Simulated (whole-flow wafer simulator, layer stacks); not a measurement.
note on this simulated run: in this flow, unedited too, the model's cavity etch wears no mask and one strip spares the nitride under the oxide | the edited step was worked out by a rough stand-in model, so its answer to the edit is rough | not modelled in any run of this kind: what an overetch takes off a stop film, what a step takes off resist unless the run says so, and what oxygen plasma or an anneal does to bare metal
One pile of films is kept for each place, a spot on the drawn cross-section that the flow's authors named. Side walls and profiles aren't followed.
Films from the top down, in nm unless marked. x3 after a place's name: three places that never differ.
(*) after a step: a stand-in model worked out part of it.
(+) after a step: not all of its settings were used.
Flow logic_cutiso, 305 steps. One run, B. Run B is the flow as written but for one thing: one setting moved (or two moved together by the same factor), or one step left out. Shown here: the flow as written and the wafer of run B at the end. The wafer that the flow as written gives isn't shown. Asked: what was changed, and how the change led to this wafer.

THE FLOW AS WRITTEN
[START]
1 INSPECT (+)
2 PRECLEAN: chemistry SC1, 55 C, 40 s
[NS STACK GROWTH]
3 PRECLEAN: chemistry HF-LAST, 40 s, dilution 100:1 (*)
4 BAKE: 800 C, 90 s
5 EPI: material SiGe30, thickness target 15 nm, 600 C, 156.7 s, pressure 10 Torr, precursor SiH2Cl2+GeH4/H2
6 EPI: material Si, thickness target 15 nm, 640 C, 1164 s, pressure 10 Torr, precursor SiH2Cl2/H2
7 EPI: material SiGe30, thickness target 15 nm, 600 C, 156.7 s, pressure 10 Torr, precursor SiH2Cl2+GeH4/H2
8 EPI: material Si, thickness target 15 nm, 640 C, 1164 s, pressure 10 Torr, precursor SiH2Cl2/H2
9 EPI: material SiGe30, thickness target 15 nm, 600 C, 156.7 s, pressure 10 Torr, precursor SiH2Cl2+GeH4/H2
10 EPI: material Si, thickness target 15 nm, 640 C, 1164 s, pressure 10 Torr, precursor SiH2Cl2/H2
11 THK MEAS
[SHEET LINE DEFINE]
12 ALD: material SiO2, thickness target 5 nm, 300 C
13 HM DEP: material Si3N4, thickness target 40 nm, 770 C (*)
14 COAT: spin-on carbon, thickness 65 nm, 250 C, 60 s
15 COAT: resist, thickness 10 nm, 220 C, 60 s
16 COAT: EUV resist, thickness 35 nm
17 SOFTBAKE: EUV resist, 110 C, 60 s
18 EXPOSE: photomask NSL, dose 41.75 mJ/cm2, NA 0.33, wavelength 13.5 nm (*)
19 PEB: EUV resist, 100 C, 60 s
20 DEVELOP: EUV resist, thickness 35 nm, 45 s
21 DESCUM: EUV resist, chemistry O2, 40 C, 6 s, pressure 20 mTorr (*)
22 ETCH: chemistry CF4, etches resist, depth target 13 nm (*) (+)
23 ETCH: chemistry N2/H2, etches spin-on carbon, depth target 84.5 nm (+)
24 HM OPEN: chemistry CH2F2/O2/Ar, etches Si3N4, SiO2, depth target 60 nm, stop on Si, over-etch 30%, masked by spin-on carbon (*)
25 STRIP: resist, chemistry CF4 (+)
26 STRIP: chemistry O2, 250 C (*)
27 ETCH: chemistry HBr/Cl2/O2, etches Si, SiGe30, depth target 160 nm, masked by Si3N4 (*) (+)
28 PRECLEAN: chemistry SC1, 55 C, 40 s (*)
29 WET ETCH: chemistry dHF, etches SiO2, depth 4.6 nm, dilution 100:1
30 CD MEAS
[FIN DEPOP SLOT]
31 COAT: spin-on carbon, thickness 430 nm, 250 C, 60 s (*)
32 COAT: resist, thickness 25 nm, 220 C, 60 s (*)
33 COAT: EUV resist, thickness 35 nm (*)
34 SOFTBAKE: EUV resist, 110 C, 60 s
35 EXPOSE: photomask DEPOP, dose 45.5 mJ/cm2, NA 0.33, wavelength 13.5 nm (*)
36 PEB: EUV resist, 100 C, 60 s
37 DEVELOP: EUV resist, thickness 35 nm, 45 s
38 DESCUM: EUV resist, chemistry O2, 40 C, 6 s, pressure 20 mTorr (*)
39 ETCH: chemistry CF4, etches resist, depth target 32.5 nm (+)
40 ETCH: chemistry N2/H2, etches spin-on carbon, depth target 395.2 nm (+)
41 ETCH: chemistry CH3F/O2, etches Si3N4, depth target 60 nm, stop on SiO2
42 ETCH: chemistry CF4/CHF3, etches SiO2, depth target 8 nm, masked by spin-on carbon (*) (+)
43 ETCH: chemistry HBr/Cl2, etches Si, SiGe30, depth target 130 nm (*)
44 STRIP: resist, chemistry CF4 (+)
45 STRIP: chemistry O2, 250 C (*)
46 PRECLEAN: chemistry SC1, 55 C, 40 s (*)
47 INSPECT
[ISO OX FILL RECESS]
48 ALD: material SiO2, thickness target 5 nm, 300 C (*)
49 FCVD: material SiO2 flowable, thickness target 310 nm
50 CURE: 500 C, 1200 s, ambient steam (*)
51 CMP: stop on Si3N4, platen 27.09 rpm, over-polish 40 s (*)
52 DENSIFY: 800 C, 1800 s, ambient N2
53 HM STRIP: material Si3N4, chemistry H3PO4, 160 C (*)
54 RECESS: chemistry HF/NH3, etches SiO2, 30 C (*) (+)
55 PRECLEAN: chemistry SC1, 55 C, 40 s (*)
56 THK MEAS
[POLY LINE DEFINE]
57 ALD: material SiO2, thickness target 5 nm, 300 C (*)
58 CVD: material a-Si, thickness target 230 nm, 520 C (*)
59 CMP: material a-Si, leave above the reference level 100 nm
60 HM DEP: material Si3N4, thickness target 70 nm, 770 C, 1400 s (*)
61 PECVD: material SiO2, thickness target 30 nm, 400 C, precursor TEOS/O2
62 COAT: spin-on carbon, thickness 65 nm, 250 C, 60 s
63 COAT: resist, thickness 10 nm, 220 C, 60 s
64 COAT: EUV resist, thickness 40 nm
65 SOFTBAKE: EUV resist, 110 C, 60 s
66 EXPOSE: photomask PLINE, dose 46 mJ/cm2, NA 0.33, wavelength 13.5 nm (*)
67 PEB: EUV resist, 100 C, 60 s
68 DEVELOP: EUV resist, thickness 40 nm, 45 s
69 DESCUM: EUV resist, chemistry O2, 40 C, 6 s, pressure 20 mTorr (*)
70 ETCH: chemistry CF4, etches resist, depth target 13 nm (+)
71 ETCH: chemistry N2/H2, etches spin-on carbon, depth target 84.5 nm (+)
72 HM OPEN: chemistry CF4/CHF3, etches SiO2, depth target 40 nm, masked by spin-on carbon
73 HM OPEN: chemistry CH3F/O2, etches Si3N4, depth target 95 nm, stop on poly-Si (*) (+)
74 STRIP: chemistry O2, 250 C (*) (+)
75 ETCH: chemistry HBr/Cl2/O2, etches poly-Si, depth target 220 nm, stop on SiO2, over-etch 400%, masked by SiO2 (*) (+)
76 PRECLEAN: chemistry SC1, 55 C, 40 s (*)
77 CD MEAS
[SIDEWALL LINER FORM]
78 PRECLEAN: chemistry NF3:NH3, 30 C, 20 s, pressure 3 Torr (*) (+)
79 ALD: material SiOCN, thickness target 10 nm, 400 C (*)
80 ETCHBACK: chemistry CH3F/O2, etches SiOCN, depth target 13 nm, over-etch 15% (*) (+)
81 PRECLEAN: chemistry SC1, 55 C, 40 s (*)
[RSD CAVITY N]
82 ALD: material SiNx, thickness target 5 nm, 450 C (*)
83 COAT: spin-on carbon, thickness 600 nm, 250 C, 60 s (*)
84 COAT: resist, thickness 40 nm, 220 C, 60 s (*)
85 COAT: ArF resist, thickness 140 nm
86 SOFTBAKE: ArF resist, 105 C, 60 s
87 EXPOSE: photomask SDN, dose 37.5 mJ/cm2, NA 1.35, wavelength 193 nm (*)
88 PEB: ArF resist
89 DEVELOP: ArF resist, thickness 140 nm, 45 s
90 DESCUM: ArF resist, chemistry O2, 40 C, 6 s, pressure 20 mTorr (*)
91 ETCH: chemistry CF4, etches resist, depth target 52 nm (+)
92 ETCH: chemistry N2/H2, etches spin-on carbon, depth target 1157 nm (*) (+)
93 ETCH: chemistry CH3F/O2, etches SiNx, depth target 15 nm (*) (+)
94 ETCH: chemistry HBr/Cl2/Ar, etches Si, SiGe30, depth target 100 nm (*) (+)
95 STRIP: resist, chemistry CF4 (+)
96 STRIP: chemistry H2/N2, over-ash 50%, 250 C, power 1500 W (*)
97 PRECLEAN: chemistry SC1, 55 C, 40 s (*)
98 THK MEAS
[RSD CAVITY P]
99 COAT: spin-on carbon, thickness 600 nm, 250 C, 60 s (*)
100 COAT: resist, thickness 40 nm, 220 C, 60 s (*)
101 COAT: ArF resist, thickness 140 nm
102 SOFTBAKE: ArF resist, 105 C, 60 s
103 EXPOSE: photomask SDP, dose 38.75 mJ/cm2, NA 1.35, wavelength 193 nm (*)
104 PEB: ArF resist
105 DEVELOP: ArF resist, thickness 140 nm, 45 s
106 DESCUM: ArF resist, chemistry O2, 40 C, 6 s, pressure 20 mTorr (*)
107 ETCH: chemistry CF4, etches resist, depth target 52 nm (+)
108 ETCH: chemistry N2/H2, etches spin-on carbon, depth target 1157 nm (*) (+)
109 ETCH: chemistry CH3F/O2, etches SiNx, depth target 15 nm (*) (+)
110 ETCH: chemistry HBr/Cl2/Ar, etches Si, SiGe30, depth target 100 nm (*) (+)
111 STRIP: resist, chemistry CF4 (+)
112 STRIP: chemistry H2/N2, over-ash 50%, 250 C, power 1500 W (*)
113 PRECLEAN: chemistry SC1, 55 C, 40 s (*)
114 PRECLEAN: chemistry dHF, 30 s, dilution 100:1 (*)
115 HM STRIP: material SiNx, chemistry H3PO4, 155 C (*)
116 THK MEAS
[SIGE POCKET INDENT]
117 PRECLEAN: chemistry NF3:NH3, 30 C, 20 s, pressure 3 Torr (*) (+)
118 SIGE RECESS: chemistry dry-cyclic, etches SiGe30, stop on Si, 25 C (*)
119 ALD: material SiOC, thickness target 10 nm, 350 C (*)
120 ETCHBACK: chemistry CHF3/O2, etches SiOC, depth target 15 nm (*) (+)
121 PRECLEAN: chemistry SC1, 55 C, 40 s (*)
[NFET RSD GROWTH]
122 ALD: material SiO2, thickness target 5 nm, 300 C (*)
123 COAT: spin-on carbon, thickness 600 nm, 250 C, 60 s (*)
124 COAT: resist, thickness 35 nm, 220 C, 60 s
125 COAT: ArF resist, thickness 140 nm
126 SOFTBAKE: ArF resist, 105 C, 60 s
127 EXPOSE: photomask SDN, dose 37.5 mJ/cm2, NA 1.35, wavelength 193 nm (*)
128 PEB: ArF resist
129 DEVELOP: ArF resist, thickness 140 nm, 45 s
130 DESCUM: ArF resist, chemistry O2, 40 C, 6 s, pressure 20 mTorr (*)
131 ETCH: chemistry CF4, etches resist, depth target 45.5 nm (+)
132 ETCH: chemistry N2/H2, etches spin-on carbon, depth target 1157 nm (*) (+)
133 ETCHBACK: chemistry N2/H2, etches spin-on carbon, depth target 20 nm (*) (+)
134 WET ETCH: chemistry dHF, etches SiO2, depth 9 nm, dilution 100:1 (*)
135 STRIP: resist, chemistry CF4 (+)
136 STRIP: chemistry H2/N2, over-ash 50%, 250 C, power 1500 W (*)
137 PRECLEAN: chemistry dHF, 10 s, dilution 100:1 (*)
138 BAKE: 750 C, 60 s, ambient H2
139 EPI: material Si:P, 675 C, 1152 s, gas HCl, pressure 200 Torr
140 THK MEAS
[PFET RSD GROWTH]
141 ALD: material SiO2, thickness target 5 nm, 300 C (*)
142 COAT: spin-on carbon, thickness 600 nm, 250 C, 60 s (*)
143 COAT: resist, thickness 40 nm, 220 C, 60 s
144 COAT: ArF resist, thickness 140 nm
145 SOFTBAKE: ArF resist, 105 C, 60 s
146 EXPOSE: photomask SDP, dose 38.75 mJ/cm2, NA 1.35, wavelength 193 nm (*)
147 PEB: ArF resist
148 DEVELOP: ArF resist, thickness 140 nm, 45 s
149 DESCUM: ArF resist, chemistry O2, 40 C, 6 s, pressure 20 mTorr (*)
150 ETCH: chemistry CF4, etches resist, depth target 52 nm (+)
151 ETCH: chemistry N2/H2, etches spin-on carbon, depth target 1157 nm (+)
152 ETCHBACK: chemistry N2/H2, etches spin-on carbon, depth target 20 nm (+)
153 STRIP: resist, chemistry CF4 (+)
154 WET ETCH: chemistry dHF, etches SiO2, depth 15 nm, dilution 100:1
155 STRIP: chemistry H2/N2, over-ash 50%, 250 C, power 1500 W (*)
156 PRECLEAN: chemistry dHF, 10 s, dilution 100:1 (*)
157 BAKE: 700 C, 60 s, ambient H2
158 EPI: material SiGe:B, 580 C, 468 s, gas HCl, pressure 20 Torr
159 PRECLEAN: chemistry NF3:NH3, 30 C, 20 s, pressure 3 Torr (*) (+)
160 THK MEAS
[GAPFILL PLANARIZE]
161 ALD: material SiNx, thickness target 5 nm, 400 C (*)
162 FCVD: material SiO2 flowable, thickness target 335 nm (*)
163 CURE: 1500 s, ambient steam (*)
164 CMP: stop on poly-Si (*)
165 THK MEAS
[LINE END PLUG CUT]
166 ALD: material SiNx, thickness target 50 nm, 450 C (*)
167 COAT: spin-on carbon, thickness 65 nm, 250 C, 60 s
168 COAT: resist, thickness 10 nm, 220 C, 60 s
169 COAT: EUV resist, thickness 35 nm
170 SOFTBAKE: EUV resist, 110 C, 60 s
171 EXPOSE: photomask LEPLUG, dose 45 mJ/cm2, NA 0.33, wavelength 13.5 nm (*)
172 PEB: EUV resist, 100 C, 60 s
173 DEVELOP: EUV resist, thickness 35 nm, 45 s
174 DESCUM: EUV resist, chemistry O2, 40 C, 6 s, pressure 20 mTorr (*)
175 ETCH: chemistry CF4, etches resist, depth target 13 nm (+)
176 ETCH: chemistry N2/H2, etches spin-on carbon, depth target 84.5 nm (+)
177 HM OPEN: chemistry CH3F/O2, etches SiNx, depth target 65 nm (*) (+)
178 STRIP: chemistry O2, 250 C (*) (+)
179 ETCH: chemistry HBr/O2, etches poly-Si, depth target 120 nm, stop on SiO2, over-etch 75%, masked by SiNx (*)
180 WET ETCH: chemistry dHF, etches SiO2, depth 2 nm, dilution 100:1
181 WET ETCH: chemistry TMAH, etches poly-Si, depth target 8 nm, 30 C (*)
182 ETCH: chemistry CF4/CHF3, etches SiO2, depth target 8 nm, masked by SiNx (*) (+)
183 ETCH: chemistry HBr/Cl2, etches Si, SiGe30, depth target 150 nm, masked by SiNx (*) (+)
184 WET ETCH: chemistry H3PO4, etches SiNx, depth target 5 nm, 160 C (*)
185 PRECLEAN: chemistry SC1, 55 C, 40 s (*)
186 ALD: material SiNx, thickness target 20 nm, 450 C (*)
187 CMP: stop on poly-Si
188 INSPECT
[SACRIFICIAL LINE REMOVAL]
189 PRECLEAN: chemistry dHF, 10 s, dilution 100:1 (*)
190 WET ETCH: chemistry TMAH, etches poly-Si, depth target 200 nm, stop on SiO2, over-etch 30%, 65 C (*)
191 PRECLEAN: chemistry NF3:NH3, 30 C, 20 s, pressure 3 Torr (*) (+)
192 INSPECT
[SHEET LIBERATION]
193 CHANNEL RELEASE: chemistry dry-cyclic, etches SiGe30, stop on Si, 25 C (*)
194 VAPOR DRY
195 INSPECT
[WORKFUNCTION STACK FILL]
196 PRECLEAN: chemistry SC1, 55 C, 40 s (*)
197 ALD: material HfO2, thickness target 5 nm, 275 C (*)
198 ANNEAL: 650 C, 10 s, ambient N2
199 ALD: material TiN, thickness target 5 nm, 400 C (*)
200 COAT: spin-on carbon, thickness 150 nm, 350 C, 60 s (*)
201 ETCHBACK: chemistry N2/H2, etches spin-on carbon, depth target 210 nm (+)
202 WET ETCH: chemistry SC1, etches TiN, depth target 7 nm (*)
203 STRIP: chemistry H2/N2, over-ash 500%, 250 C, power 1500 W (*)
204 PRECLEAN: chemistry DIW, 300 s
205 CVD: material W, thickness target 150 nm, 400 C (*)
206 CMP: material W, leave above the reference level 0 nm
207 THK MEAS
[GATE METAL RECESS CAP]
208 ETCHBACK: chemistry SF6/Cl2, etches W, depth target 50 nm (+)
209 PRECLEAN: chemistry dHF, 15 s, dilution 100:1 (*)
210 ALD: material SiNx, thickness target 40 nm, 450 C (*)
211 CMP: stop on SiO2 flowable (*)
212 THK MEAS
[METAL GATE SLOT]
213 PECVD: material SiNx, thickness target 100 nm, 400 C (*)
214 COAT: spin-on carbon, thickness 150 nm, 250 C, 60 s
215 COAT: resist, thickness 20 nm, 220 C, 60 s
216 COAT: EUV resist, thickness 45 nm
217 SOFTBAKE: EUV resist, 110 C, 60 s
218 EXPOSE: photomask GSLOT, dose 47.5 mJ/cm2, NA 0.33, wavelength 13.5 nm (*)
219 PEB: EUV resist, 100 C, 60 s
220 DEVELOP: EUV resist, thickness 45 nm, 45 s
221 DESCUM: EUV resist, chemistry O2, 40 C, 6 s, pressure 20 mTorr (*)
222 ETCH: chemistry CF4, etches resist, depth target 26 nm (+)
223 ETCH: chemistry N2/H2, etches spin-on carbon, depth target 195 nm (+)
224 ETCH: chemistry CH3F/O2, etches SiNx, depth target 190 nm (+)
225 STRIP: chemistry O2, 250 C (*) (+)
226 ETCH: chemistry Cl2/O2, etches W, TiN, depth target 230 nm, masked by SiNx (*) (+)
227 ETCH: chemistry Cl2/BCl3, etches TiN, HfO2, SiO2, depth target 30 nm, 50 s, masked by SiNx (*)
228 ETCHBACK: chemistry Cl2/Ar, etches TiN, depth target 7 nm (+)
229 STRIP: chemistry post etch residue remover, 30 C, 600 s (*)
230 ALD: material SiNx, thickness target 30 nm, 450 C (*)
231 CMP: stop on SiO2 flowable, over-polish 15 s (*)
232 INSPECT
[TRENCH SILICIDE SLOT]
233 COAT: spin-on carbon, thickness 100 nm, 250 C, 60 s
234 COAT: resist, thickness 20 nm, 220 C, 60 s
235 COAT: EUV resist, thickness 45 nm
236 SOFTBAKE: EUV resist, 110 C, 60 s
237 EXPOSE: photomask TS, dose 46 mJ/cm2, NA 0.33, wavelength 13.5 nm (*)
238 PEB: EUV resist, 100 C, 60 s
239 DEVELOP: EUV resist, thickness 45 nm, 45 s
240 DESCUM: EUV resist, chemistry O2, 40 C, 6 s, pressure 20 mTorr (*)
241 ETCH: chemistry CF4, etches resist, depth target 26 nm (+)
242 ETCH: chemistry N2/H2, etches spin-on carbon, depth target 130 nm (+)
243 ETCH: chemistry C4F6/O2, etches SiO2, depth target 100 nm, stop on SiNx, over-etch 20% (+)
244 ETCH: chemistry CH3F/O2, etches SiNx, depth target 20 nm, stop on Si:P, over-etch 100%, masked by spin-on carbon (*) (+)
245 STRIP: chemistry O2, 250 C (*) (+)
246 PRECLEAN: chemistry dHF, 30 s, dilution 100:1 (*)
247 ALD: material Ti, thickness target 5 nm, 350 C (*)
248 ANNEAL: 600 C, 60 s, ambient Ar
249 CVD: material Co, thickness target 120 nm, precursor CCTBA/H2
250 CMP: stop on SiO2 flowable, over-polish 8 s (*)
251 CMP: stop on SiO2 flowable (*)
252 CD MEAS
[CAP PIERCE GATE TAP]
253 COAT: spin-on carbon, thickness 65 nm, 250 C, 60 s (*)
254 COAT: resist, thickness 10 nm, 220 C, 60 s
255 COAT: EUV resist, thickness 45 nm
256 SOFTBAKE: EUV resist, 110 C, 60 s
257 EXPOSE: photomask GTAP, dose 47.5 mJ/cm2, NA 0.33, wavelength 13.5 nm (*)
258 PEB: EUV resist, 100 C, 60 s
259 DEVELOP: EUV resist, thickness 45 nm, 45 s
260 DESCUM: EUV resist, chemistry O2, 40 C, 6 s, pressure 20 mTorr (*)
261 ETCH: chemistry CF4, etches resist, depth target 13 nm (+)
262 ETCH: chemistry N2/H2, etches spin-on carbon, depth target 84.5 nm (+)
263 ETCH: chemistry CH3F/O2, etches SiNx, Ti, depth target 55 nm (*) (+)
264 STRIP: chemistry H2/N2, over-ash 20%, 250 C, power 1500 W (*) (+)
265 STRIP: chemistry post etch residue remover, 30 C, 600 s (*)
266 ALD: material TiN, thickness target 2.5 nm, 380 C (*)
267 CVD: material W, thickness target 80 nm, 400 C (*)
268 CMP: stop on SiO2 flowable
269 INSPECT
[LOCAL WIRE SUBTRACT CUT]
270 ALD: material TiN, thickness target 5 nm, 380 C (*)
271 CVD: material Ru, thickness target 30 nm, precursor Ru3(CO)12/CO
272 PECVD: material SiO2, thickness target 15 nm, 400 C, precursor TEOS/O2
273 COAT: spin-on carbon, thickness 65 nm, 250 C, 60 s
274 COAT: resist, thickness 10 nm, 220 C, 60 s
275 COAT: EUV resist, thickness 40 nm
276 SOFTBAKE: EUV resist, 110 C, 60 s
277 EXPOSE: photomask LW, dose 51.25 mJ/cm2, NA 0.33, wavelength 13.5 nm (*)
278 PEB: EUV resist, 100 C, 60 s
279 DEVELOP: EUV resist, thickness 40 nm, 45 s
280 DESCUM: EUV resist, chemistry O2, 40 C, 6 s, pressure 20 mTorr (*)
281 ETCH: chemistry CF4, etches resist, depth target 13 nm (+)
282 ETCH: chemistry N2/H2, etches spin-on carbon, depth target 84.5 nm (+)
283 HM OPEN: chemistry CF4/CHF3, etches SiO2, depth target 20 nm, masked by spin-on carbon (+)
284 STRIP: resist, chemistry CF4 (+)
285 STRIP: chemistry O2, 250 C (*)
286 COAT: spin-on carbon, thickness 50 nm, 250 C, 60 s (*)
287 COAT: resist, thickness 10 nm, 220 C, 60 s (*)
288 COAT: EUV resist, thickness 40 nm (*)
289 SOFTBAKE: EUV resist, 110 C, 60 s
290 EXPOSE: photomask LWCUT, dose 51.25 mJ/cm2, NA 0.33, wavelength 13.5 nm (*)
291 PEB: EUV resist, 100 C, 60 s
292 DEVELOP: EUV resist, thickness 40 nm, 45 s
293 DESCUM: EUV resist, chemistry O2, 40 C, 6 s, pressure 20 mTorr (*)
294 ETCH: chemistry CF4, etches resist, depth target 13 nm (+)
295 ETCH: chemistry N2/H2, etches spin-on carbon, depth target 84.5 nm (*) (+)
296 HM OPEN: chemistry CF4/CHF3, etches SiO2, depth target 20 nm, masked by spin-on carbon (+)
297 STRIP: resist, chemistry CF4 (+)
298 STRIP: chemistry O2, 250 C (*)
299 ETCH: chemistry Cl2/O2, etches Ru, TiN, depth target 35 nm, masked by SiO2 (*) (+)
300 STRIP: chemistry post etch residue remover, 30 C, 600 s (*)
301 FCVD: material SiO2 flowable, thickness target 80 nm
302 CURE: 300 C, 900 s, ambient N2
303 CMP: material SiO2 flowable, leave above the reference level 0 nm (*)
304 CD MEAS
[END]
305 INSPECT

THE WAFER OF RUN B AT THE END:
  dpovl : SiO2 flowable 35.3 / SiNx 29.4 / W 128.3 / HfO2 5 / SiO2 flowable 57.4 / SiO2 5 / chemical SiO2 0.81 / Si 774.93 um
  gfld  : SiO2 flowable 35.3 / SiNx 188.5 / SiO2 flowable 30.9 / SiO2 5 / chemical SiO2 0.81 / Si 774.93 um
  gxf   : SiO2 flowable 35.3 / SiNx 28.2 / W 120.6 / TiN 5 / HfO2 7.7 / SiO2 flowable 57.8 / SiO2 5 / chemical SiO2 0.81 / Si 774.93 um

The cause: step 27, ETCH: depth target 152 nm was run, where the flow has depth target 160 nm.

How the change led to this, step by step:
  27 ETCH: chemistry HBr/Cl2/O2, etches Si, SiGe30, depth target 160 nm, masked by Si3N4 (*) (+)
      depop, gl, glp and 12 more: Si3N4 -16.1 (as written it would be: Si3N4 -16.8)
      gfld, gxf, iso, lnri: chemical SiO2 -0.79 (all of it), Si -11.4 (all of it), SiGe30 -15 (all of it), Si -15 (all of it), SiGe30 -15 (all of it), Si -15 (all of it), SiGe30 -15 (all of it), Si -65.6 (as written it would be: chemical SiO2 -0.79 (all of it), Si -11.4 (all of it), SiGe30 -15 (all of it), Si -15 (all of it), SiGe30 -15 (all of it), Si -15 (all of it), SiGe30 -15 (all of it), Si -73.6)
      (and at 3 more places)
  41 ETCH: chemistry CH3F/O2, etches Si3N4, depth target 60 nm, stop on SiO2
      depop: Si3N4 -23 (all of it), SiO2 -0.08 (as written it would be: Si3N4 -22.2 (all of it), SiO2 -0.08)
  42 ETCH: chemistry CF4/CHF3, etches SiO2, depth target 8 nm, masked by spin-on carbon (*) (+)
      gfld: resist -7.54 (all of it) (as written it would be: resist -7.38)
      lnri: resist -7.53 (all of it) (as written it would be: resist -7.38)
  45 STRIP: chemistry O2, 250 C (*)
      dpovl: chemical SiO2 +0.82 (new film), spin-on carbon -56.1 (all of it), Si -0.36 (as written it would be: chemical SiO2 +0.82 (new film), spin-on carbon -59.3 (all of it), Si -0.36)
  53 HM STRIP: material Si3N4, chemistry H3PO4, 160 C (*)
      gl, glp, gxn and 11 more: Si3N4 -22.1 (all of it), SiO2 -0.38 (as written it would be: Si3N4 -21.4 (all of it), SiO2 -0.36)
